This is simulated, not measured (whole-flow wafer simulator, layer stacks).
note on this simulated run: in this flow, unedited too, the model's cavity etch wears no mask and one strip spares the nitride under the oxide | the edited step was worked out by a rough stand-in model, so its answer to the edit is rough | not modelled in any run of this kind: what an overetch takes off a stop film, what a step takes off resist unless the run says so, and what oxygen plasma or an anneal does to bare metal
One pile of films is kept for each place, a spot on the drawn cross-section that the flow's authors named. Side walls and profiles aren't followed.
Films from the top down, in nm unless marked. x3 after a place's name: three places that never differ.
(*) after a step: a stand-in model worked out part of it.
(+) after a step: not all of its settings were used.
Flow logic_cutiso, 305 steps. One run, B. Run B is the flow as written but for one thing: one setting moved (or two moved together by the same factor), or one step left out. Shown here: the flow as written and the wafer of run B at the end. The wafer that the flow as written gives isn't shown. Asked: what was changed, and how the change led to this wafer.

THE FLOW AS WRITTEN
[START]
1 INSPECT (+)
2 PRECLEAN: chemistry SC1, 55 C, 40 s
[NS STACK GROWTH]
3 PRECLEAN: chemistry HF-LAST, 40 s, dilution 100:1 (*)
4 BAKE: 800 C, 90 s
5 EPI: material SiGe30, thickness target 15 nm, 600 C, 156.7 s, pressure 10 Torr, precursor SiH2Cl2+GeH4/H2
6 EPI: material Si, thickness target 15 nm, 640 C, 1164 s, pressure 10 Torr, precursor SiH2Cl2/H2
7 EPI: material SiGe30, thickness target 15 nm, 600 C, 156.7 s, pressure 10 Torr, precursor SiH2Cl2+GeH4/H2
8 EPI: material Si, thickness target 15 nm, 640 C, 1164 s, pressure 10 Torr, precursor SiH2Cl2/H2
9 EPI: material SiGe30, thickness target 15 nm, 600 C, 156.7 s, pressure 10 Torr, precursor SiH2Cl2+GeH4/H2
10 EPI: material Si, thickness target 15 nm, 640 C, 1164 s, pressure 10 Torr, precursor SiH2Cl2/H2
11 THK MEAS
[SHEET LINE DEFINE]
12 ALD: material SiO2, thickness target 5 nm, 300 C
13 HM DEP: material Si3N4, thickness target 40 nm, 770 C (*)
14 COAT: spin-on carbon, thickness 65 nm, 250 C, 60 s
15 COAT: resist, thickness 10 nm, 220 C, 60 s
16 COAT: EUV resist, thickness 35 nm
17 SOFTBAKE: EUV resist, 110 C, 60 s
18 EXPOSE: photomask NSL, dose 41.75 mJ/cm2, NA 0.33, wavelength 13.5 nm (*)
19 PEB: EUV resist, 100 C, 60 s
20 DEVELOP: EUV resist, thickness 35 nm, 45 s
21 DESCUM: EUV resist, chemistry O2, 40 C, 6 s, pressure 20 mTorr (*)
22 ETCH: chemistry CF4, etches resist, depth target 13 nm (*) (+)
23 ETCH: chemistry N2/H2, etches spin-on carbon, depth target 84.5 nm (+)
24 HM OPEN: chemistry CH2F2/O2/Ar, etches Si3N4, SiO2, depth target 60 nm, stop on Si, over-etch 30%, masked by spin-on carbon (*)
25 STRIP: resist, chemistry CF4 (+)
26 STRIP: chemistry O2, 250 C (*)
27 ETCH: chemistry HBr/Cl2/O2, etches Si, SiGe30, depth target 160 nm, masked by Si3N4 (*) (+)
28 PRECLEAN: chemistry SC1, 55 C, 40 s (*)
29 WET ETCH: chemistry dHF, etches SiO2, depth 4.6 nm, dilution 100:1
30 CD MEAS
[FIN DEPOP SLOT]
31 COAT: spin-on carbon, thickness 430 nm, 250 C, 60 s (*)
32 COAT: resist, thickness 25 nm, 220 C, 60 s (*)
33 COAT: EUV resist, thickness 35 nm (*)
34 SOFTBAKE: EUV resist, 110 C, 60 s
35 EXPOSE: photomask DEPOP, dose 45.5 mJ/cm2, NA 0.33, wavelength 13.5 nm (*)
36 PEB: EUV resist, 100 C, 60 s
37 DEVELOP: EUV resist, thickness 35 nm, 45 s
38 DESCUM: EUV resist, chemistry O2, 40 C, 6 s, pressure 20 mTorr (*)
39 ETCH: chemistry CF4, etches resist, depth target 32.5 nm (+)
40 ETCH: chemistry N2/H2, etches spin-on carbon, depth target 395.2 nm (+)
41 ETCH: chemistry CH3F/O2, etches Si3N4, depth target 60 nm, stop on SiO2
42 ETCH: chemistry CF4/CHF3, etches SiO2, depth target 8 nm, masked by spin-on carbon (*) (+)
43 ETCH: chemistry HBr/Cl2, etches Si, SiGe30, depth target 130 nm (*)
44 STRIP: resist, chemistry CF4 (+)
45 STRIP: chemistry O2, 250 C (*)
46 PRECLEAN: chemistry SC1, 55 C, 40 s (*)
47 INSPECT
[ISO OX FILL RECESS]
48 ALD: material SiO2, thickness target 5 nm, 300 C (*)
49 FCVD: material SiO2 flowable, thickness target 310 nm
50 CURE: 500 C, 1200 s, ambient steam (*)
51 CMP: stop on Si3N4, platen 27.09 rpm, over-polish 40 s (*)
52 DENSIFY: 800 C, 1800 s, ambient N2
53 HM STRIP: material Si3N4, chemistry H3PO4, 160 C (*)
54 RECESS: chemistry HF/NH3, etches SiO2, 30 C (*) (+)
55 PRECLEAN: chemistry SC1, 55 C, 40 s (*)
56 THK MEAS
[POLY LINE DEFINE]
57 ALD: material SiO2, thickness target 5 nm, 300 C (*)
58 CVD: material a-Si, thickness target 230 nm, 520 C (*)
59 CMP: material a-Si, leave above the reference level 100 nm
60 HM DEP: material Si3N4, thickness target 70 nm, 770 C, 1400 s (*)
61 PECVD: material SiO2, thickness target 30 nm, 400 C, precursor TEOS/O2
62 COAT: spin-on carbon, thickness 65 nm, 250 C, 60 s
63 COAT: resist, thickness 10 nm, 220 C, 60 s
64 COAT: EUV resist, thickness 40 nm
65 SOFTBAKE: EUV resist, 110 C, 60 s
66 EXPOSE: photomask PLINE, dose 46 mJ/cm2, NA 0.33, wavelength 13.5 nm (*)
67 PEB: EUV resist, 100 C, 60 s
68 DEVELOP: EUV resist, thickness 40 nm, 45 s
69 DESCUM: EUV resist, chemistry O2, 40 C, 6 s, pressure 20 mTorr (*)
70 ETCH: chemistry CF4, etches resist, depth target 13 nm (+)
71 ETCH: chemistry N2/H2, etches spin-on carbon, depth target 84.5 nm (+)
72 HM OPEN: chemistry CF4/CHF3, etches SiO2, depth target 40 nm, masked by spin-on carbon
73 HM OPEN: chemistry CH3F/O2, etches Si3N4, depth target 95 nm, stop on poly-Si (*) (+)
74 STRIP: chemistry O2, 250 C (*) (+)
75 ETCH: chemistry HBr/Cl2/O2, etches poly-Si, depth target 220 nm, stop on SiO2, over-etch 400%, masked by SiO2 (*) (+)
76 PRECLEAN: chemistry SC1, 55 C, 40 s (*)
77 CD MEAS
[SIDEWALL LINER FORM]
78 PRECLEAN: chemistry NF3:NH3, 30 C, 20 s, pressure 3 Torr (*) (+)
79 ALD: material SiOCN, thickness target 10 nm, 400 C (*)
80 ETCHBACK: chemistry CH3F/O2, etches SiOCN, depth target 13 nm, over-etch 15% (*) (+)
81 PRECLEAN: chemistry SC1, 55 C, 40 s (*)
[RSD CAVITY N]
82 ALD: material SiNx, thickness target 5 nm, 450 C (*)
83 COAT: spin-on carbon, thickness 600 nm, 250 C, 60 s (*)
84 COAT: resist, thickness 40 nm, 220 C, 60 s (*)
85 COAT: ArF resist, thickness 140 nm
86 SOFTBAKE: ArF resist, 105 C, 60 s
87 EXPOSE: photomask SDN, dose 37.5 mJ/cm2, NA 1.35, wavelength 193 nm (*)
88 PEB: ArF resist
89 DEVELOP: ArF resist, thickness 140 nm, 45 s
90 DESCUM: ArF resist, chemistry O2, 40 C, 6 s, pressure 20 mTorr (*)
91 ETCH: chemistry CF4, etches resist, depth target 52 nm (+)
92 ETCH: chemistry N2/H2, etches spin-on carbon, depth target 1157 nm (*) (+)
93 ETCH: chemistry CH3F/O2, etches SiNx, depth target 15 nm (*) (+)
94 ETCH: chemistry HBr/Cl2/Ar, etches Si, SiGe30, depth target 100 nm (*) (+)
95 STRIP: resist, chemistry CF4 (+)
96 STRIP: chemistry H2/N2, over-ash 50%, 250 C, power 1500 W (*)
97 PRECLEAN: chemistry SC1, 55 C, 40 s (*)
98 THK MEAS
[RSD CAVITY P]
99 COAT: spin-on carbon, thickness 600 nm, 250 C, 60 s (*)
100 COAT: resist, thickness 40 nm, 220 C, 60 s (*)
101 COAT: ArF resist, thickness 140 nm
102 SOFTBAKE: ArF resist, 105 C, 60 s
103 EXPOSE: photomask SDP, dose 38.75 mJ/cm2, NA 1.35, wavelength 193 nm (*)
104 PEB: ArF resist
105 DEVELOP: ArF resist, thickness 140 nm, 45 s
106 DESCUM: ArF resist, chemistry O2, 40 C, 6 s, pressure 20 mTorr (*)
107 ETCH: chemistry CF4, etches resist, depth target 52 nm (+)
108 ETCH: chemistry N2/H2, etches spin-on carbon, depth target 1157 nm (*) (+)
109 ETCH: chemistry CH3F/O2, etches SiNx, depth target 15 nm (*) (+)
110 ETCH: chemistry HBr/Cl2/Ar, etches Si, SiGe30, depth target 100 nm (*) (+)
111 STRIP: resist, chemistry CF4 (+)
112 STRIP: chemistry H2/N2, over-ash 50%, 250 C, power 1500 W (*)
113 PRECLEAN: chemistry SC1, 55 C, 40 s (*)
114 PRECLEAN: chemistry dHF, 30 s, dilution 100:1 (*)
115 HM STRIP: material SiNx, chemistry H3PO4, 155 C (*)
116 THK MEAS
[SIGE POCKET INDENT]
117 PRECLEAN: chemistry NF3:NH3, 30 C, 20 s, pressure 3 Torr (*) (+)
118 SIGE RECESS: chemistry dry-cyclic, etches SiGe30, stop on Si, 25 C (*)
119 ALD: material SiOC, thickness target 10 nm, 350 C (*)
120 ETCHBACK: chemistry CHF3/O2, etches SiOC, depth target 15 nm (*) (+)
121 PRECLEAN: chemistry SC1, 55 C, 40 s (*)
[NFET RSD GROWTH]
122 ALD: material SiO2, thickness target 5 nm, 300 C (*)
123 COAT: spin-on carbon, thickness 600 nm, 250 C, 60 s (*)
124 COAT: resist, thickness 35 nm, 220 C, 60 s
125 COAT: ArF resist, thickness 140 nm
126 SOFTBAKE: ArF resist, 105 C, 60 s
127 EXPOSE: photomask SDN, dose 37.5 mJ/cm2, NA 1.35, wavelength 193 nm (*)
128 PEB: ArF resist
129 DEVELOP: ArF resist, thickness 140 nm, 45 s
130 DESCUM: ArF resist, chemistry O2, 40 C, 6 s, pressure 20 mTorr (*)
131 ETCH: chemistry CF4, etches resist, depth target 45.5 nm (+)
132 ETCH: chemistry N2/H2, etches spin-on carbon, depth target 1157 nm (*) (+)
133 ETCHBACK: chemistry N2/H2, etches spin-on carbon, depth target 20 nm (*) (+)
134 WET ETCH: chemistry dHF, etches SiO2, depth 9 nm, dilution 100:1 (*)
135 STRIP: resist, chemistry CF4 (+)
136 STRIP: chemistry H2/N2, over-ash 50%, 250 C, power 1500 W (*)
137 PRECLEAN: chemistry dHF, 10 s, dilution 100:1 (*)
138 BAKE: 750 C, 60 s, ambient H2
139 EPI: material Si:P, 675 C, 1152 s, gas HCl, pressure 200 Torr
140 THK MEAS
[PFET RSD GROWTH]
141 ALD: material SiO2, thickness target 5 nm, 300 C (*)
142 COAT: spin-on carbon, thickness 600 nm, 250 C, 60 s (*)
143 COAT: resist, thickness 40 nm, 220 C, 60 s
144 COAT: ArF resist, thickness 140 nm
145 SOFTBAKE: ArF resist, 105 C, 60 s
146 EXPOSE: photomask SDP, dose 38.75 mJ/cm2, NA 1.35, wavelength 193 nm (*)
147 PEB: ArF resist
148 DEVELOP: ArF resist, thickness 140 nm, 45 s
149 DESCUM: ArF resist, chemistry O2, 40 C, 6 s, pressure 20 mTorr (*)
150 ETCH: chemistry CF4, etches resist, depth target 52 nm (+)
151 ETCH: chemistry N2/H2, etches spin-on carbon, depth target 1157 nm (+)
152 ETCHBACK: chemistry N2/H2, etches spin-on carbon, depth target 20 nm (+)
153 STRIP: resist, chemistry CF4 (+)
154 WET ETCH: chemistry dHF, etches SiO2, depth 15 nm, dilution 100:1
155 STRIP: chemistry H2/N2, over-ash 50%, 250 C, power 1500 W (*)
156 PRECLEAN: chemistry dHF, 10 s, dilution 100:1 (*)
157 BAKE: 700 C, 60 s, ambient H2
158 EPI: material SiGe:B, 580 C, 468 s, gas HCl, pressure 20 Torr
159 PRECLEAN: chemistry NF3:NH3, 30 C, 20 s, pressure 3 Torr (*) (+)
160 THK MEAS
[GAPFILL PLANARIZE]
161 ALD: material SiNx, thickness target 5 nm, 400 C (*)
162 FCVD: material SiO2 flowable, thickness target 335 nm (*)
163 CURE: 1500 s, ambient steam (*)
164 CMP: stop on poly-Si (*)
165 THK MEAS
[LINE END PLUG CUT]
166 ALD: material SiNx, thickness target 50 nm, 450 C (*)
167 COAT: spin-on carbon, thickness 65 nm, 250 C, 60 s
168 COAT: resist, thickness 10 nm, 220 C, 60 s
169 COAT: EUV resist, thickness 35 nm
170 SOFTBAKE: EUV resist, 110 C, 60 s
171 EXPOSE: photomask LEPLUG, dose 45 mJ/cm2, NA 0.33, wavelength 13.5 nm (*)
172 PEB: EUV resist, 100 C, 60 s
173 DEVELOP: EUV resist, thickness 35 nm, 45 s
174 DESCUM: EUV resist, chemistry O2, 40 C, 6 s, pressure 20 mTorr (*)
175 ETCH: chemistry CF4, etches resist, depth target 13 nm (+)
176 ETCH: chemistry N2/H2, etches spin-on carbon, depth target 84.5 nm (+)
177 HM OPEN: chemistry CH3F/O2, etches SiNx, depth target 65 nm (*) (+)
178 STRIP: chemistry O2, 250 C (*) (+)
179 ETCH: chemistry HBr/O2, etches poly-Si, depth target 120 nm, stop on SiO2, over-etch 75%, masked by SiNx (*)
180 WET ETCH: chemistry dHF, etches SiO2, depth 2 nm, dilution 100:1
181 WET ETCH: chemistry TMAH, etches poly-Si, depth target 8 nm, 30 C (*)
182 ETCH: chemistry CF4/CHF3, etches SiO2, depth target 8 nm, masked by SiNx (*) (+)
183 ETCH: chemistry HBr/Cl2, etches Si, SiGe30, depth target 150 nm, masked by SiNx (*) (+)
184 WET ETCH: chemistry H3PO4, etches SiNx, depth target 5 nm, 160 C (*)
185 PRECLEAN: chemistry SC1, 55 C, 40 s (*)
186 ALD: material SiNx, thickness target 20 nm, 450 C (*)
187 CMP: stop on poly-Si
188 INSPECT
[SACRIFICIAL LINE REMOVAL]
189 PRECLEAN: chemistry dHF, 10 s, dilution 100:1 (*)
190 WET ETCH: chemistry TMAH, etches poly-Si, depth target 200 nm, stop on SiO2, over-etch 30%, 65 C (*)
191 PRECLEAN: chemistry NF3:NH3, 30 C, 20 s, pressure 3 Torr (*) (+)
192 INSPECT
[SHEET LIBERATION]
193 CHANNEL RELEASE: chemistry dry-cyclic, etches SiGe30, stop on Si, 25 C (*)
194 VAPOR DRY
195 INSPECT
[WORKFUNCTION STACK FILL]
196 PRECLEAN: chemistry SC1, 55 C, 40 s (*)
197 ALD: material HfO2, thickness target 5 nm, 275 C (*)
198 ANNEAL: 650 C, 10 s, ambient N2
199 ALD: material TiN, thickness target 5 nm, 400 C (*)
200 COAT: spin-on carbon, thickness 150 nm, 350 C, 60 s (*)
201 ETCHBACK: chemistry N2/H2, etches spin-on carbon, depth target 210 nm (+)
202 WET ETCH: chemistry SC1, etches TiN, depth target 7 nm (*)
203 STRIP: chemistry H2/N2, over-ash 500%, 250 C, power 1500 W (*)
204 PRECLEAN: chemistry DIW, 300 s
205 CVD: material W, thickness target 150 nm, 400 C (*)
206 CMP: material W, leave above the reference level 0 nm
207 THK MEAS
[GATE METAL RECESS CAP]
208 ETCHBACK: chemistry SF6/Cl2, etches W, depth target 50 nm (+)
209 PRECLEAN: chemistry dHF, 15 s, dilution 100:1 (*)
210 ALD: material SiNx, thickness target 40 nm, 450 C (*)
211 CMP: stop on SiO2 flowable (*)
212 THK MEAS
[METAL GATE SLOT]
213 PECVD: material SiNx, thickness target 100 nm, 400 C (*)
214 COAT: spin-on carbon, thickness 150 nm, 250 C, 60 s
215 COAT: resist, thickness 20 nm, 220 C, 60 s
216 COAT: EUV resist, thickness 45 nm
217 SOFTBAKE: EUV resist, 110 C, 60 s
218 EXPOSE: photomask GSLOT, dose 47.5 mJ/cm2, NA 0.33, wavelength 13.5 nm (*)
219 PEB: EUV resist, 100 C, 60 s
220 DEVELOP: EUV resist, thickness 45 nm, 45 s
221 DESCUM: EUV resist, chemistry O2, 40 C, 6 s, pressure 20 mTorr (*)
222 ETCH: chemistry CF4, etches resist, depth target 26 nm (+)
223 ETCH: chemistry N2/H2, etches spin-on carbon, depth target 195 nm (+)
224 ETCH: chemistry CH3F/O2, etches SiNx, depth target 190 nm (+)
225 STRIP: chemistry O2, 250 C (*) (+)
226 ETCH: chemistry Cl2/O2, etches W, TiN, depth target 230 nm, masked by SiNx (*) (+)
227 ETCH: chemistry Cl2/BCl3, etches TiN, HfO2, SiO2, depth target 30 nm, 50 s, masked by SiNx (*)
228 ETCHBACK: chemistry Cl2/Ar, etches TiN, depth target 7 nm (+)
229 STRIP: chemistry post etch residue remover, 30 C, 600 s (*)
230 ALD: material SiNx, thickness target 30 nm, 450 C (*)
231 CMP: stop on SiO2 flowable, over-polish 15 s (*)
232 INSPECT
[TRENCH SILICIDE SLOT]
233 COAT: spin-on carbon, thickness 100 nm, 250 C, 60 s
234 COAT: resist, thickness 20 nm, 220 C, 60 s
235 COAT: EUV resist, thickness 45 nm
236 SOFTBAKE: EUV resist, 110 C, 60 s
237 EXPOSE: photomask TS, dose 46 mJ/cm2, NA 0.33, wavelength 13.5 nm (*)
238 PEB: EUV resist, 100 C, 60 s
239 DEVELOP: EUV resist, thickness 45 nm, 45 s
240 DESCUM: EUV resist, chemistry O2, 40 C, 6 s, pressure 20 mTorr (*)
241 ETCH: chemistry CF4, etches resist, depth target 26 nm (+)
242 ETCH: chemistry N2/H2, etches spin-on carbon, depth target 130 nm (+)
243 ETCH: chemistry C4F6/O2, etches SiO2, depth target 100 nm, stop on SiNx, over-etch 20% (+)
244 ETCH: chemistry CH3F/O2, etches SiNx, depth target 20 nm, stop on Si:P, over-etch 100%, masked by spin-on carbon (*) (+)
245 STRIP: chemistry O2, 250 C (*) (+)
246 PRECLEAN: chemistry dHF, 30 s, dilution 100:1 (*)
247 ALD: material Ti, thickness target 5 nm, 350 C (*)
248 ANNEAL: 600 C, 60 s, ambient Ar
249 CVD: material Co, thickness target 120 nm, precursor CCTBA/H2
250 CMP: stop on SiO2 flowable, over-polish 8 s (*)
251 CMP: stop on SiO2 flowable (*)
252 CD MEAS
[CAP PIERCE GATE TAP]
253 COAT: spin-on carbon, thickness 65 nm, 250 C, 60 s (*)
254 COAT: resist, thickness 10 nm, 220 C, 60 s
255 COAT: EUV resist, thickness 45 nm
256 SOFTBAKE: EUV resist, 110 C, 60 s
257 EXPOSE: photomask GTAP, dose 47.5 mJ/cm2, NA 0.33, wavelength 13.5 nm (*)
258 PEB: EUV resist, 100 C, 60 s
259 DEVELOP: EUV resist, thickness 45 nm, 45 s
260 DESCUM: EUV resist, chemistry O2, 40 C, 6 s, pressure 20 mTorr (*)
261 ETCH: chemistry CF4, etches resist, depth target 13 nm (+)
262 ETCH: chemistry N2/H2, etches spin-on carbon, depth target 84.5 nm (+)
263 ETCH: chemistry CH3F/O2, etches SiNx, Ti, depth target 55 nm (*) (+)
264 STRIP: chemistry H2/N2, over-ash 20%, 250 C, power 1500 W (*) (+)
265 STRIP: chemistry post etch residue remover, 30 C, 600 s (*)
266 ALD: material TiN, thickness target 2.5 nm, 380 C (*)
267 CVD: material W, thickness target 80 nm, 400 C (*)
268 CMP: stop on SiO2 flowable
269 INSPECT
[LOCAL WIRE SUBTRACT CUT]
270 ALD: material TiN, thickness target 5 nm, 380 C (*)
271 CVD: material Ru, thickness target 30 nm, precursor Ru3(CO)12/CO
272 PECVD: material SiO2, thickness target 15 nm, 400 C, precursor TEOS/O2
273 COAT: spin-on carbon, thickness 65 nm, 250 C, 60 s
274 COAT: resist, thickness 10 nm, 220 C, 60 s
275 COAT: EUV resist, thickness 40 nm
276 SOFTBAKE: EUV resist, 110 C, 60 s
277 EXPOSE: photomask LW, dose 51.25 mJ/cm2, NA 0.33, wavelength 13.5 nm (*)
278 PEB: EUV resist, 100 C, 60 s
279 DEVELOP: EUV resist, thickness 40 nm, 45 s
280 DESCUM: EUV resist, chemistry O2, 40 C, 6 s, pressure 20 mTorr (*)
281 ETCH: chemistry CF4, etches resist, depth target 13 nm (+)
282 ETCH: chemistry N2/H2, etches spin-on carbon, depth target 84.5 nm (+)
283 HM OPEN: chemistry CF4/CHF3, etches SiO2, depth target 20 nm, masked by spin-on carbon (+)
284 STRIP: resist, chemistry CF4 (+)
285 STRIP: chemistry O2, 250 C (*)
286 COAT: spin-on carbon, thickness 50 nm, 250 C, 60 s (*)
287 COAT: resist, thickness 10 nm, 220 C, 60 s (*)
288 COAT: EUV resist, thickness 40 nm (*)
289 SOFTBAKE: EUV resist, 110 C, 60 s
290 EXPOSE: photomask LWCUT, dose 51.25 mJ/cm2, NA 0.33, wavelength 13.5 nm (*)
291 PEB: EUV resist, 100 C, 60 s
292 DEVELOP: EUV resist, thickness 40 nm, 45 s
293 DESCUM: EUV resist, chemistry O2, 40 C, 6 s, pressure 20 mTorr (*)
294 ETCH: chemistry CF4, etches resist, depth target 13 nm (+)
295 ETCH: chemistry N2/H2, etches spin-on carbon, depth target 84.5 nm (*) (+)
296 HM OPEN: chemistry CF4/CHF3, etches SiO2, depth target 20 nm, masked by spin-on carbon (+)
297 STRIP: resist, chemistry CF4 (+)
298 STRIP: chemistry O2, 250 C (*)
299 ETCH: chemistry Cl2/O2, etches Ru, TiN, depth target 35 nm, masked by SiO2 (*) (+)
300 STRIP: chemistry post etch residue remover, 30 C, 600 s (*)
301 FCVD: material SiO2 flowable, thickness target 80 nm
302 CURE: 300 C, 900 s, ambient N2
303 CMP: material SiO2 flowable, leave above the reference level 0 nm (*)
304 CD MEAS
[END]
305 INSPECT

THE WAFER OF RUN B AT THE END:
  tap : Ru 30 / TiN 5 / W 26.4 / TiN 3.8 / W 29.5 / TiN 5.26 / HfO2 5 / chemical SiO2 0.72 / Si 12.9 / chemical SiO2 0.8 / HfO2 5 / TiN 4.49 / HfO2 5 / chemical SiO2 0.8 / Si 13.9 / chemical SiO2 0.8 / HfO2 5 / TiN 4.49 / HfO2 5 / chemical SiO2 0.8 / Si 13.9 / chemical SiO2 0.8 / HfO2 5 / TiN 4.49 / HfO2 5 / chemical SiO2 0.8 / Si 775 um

The cause: step 266, ALD: thickness target 3.8 nm was run, where the flow has thickness target 2.5 nm.
It can be read off the wafer: tap has TiN 3.8, and step 266 as written asks for 2.5 nm.

How the change led to this, step by step:
  266 ALD: material TiN, thickness target 2.5 nm, 380 C (*)
      depop, dpovl, gfld and 19 more: TiN +3.8 (new film) (as written it would be: TiN +2.5 (new film))
  268 CMP: stop on SiO2 flowable
      depop, dpovl, gfld and 9 more: W -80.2 (all of it), TiN -3.8 (all of it), SiNx -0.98 (as written it would be: W -80.2 (all of it), TiN -2.5 (all of it), SiNx -0.98)
      lnr, lnri, lnrp, lnrt: W -80 (all of it), TiN -3.8 (all of it), SiOCN -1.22 (as written it would be: W -80 (all of it), TiN -2.5 (all of it), SiOCN -1.22)
      (and at 5 more places)
